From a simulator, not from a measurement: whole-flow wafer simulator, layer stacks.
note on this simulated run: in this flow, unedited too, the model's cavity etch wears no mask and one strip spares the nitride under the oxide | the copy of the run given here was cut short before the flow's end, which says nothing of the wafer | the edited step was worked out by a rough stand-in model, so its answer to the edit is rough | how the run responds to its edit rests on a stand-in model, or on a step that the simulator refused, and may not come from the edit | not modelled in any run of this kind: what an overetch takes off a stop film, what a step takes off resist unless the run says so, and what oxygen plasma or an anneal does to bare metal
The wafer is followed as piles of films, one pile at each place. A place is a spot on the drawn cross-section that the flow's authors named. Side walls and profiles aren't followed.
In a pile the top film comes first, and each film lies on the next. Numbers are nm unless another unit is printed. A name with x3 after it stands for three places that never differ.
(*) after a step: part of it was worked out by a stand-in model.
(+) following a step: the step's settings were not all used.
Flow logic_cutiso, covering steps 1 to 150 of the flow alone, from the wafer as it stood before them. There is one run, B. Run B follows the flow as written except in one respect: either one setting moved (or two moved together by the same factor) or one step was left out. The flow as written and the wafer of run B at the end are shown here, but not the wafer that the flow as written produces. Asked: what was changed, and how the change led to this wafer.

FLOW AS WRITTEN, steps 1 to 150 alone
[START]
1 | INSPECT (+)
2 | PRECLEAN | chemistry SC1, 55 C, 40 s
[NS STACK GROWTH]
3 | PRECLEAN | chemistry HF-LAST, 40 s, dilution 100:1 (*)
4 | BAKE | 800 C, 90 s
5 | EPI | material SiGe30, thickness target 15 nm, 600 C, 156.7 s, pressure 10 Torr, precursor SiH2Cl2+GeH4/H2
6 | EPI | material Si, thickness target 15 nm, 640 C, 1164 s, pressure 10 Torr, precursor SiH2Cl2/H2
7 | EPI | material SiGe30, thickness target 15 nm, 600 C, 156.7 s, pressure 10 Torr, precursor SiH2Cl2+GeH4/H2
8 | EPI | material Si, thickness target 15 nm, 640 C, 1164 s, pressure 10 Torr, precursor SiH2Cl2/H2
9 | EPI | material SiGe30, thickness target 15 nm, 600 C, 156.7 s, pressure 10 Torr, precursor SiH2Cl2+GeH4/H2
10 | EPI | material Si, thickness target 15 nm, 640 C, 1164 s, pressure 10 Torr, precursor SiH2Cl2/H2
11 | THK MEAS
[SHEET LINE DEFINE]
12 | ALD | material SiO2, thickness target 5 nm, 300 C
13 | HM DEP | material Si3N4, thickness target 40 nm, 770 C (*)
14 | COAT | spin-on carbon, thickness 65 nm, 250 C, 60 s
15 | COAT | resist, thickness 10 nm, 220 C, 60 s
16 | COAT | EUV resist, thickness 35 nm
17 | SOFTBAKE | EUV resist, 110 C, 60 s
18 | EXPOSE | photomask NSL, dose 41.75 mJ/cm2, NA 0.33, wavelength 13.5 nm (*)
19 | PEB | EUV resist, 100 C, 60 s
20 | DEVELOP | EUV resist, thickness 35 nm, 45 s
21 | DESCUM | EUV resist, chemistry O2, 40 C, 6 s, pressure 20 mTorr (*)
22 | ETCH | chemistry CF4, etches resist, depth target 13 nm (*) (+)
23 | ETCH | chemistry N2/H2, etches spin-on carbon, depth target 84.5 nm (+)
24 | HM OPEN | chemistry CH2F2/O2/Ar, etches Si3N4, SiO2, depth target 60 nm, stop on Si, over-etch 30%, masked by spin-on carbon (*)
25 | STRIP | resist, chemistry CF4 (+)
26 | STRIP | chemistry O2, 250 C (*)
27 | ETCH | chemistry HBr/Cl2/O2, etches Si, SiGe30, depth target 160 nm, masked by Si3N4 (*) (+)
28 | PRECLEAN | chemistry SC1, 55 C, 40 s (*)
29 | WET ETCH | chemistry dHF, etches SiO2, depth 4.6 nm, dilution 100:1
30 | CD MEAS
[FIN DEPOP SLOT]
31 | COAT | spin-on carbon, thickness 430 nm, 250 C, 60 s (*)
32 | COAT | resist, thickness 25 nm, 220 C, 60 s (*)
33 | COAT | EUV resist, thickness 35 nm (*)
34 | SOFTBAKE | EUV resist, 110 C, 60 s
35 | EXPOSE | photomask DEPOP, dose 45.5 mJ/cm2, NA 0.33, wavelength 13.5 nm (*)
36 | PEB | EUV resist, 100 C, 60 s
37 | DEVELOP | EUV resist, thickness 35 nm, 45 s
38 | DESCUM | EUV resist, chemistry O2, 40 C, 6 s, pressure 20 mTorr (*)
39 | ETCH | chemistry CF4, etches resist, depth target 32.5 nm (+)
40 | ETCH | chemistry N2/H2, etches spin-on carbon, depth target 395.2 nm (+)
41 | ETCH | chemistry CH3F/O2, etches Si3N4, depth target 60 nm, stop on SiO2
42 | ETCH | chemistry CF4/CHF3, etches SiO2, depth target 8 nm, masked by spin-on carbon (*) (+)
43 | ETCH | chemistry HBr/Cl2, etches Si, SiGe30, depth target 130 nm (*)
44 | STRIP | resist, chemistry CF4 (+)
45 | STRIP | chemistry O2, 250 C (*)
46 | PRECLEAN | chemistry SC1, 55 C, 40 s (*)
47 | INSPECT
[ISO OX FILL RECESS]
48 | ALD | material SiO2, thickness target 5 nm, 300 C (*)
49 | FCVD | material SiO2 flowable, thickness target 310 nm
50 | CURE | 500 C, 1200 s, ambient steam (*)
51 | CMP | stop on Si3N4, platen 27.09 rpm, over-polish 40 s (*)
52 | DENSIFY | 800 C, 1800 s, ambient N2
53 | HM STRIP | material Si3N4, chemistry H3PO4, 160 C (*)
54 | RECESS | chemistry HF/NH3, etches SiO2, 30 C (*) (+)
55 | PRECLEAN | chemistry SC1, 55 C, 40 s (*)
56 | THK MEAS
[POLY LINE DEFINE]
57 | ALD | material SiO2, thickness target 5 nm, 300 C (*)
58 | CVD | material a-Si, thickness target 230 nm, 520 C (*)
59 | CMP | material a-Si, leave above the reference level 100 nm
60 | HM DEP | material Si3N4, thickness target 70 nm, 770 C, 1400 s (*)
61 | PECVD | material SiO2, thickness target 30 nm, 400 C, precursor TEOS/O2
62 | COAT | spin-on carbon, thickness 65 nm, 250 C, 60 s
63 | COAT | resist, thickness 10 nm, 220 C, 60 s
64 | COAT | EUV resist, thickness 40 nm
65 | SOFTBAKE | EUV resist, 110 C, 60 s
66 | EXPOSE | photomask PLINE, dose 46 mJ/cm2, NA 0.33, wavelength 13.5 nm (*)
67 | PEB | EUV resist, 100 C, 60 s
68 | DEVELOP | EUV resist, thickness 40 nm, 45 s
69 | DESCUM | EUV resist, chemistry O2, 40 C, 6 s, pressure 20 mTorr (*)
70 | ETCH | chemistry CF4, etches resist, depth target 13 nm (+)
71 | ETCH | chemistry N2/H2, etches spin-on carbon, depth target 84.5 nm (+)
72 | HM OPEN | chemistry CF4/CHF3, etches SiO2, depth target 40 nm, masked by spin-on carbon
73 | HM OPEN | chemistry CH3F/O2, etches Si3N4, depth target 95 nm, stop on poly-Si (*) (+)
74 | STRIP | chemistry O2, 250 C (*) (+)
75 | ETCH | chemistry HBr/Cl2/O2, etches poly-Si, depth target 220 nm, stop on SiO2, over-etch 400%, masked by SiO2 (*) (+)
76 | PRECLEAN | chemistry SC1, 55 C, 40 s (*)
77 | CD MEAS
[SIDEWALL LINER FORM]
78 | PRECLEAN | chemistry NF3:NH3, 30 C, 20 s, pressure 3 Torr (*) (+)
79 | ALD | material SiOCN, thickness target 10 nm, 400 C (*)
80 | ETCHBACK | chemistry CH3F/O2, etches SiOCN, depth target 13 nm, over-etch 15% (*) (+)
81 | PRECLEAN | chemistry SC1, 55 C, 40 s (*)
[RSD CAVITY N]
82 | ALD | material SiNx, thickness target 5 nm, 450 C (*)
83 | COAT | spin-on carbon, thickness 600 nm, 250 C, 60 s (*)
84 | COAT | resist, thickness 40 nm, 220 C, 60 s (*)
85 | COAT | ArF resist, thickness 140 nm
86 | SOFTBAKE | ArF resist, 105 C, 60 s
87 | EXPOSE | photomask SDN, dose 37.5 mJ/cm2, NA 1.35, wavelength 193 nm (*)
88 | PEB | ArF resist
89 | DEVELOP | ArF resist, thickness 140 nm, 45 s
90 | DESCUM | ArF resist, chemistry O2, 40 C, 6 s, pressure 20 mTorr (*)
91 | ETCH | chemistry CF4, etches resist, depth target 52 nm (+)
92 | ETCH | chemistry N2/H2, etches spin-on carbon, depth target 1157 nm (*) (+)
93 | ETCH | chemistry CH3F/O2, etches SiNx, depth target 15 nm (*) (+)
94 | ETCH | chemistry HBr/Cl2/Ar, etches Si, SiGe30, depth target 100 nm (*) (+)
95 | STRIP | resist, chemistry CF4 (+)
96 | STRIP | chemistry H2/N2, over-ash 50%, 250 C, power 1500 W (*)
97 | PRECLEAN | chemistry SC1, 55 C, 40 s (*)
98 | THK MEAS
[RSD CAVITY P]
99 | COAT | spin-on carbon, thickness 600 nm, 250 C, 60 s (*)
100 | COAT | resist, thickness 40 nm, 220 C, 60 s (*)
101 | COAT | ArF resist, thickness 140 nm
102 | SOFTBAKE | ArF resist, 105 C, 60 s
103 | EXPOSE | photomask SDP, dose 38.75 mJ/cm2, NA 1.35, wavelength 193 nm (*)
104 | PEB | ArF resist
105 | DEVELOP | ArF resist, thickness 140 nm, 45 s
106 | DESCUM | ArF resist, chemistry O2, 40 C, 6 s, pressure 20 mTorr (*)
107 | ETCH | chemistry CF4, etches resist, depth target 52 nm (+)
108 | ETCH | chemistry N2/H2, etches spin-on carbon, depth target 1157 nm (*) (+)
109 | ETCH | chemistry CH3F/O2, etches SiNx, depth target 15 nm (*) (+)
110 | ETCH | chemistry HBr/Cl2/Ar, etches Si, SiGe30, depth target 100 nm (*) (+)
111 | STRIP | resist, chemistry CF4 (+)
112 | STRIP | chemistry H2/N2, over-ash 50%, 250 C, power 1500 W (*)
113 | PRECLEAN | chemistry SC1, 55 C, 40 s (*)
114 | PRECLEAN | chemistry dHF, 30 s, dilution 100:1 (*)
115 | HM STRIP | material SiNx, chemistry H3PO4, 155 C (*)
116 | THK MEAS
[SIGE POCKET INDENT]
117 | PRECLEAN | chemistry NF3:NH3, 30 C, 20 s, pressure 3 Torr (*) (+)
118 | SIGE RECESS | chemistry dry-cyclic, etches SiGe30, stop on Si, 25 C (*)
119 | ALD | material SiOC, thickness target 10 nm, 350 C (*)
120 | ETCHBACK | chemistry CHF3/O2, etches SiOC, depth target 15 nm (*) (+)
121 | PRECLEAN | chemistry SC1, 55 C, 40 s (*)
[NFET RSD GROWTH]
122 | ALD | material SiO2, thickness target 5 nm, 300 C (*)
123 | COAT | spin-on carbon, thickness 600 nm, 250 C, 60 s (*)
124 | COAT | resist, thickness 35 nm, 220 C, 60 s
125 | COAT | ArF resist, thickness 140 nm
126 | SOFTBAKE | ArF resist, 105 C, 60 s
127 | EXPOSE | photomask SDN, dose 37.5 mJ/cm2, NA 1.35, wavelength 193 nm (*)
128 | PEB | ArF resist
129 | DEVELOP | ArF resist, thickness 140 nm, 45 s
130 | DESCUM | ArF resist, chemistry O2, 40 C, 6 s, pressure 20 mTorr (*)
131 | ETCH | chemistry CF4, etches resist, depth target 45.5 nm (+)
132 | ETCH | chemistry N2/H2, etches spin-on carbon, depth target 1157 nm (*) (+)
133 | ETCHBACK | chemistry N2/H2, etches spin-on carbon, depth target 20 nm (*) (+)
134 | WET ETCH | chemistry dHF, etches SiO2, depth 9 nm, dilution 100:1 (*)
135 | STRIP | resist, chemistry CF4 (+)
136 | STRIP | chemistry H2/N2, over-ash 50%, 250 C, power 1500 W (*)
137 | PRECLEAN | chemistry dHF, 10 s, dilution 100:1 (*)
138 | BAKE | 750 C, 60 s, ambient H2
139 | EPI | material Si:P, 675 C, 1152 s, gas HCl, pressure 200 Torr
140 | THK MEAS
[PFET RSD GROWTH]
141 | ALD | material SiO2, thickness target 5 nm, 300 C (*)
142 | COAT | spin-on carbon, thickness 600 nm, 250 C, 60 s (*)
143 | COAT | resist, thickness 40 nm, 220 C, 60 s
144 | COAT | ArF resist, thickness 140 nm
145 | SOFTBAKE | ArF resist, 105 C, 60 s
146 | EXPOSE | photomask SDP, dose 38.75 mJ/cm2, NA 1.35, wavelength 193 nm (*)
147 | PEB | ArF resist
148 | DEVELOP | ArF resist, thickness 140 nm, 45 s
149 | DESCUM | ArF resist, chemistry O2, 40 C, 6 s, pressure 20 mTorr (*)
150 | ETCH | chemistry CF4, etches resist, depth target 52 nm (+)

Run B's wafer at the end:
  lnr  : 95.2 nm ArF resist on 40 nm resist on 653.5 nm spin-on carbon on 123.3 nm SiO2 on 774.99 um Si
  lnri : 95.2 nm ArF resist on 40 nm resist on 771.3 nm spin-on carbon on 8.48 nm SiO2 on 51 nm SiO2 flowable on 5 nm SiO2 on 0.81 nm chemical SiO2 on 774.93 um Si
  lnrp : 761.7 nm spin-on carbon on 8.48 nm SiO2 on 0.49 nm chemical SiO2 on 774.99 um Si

What caused this: step 79, ALD: thickness target 4.2 nm was run, though the flow has thickness target 10 nm.

The path from the change to this, step by step:
  79 | ALD | material SiOCN, thickness target 10 nm, 400 C (*)
      depop, dpovl, gfld and 19 more: SiOCN gains 4.2 (new film) (in the flow as written it would be: SiOCN gains 10 (new film))
  80 | ETCHBACK | chemistry CH3F/O2, etches SiOCN, depth target 13 nm, over-etch 15% (*) (+)
      lnr, lnrp, lnrt: SiOCN loses 4.2 (all of it), Si loses 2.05 (in the flow as written it would be: SiOCN gains 175.1)
      lnri: SiOCN loses 4.2 (all of it), SiO2 flowable loses 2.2 (in the flow as written it would be: SiOCN gains 271.9)
      (as well as at 18 more places)
  83 | COAT | spin-on carbon, thickness 600 nm, 250 C, 60 s (*)
      gl, glp, tap: spin-on carbon gains 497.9 (new film) (in the flow as written it would be: spin-on carbon gains 528.7 (new film))
      rsdn, rsdw, rsdx: spin-on carbon gains 685.6 (new film) (in the flow as written it would be: spin-on carbon gains 716.5 (new film))
      (as well as at 11 more places)
  92 | ETCH | chemistry N2/H2, etches spin-on carbon, depth target 1157 nm (*) (+)
      gl, gxn, tap: spin-on carbon loses 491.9 (all of it), SiNx loses 5 (all of it), SiO2 loses 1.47 (in the flow as written it would be: spin-on carbon loses 522.7 (all of it), SiNx loses 2.88)
      depop, dpovl, gfld and 12 more: ArF resist loses 95.2 (all of it), resist loses 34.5 (in the flow as written it would be: ArF resist loses 95.2 (all of it), resist loses 26.2)
      (as well as at 4 more places)
  93 | ETCH | chemistry CH3F/O2, etches SiNx, depth target 15 nm (*) (+)
      gl, gxn, tap: SiO2 loses 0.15 (in the flow as written it would be: SiNx loses 2.12 (all of it), SiO2 loses 0.17)
      lnr, lnrt: SiNx loses 1.31 (all of it), chemical SiO2 loses 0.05 (in the flow as written it would be: SiNx loses 2.15 (all of it), SiOCN loses 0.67)
      (as well as at 2 more places)
  94 | ETCH | chemistry HBr/Cl2/Ar, etches Si, SiGe30, depth target 100 nm (*) (+)
      lnr, lnrt: chemical SiO2 loses 0.44 (all of it), Si loses 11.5 (all of it), SiGe30 loses 15 (all of it), Si loses 15 (all of it), SiGe30 loses 15 (all of it), Si loses 15 (all of it), SiGe30 loses 15 (all of it), Si loses 13.5 (in the flow as written it would be: nothing)
      rsdn, rsdx: chemical SiO2 loses 0.44 (all of it), Si loses 11.5 (all of it), SiGe30 loses 15 (all of it), Si loses 15 (all of it), SiGe30 loses 15 (all of it), Si loses 15 (all of it), SiGe30 loses 15 (all of it), Si loses 13.5 (in the flow as written it would be: chemical SiO2 loses 0.49 (all of it), Si loses 12.8 (all of it), SiGe30 loses 15 (all of it), Si loses 15 (all of it), SiGe30 loses 15 (all of it), Si loses 15 (all of it), SiGe30 loses 15 (all of it), Si loses 12.2)
  95 | STRIP | resist, chemistry CF4 (+)
      depop, dpovl, isow, ns, nsgap: resist loses 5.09 (all of it) (in the flow as written it would be: resist loses 13 (all of it))
      gfld, iso, lnri: resist loses 5.17 (all of it) (in the flow as written it would be: resist loses 13 (all of it))
      (as well as at 7 more places)
  96 | STRIP | chemistry H2/N2, over-ash 50%, 250 C, power 1500 W (*)
      gfld, gxf: spin-on carbon loses 497.8 (all of it) (in the flow as written it would be: spin-on carbon loses 528.6 (all of it))
      glp: spin-on carbon loses 497.9 (all of it) (in the flow as written it would be: spin-on carbon loses 528.7 (all of it))
      (as well as at 7 more places)
  99 | COAT | spin-on carbon, thickness 600 nm, 250 C, 60 s (*)
      glp, gxp: spin-on carbon gains 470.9 (new film) (in the flow as written it would be: spin-on carbon gains 509.9 (new film))
      lnr, lnrt: spin-on carbon gains 763.7 (new film) (in the flow as written it would be: spin-on carbon gains 517.6 (new film))
      (as well as at 13 more places)
  108 | ETCH | chemistry N2/H2, etches spin-on carbon, depth target 1157 nm (*) (+)
      glp, gxp: spin-on carbon loses 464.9 (all of it), SiNx loses 5 (all of it), SiO2 loses 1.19 (in the flow as written it would be: spin-on carbon loses 503.9 (all of it), SiNx loses 2.78)
      depop, dpovl, gfld and 14 more: ArF resist loses 95.2 (all of it), resist loses 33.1 (in the flow as written it would be: ArF resist loses 95.2 (all of it), resist loses 25.2)
      (as well as at 3 more places)
  109 | ETCH | chemistry CH3F/O2, etches SiNx, depth target 15 nm (*) (+)
      glp, gxp: SiO2 loses 0.16 (in the flow as written it would be: SiNx loses 2.22 (all of it), SiO2 loses 0.17)
      rsdp, rsdw: SiNx loses 1.45 (all of it), chemical SiO2 loses 0.06 (in the flow as written it would be: SiNx loses 4.26 (all of it))
      (as well as at 1 more place)
  110 | ETCH | chemistry HBr/Cl2/Ar, etches Si, SiGe30, depth target 100 nm (*) (+)
      lnrp: chemical SiO2 loses 0.43 (all of it), Si loses 11.5 (all of it), SiGe30 loses 15 (all of it), Si loses 15 (all of it), SiGe30 loses 15 (all of it), Si loses 15 (all of it), SiGe30 loses 15 (all of it), Si loses 13.5 (in the flow as written it would be: nothing)
      rsdp, rsdw: chemical SiO2 loses 0.43 (all of it), Si loses 11.5 (all of it), SiGe30 loses 15 (all of it), Si loses 15 (all of it), SiGe30 loses 15 (all of it), Si loses 15 (all of it), SiGe30 loses 15 (all of it), Si loses 13.5 (in the flow as written it would be: chemical SiO2 loses 0.49 (all of it), Si loses 12.8 (all of it), SiGe30 loses 15 (all of it), Si loses 15 (all of it), SiGe30 loses 15 (all of it), Si loses 15 (all of it), SiGe30 loses 15 (all of it), Si loses 12.2)
  111 | STRIP | resist, chemistry CF4 (+)
      depop, dpovl, gfld, isow, ns, nsgap: resist loses 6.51 (all of it) (in the flow as written it would be: resist loses 14 (all of it))
      gl, rsdx: resist loses 6.63 (all of it) (in the flow as written it would be: resist loses 14.1 (all of it))
      (as well as at 9 more places)
  112 | STRIP | chemistry H2/N2, over-ash 50%, 250 C, power 1500 W (*)
      lnr, lnrt: spin-on carbon loses 763.7 (all of it) (in the flow as written it would be: spin-on carbon loses 517.6 (all of it))
      rsdn, rsdx: spin-on carbon loses 763.7 (all of it) (in the flow as written it would be: spin-on carbon loses 802.8 (all of it))
      (as well as at 8 more places)
  114 | PRECLEAN | chemistry dHF, 30 s, dilution 100:1 (*)
      lnr, lnrt: chemical SiO2 loses 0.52 (all of it) (in the flow as written it would be: SiOCN loses 0.49)
  115 | HM STRIP | material SiNx, chemistry H3PO4, 155 C (*)
      lnr, lnrp, lnrt: chemical SiO2 gains 0.5 (new film), Si loses 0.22 (in the flow as written it would be: SiOCN loses 0.58)
  ... another 12 steps ...
  142 | COAT | spin-on carbon, thickness 600 nm, 250 C, 60 s (*)
      gl, tap: spin-on carbon gains 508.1 (new film) (in the flow as written it would be: spin-on carbon gains 547.8 (new film))
      gxf, plug: spin-on carbon gains 486.4 (new film) (in the flow as written it would be: spin-on carbon gains 525.3 (new film))
      (as well as at 13 more places)
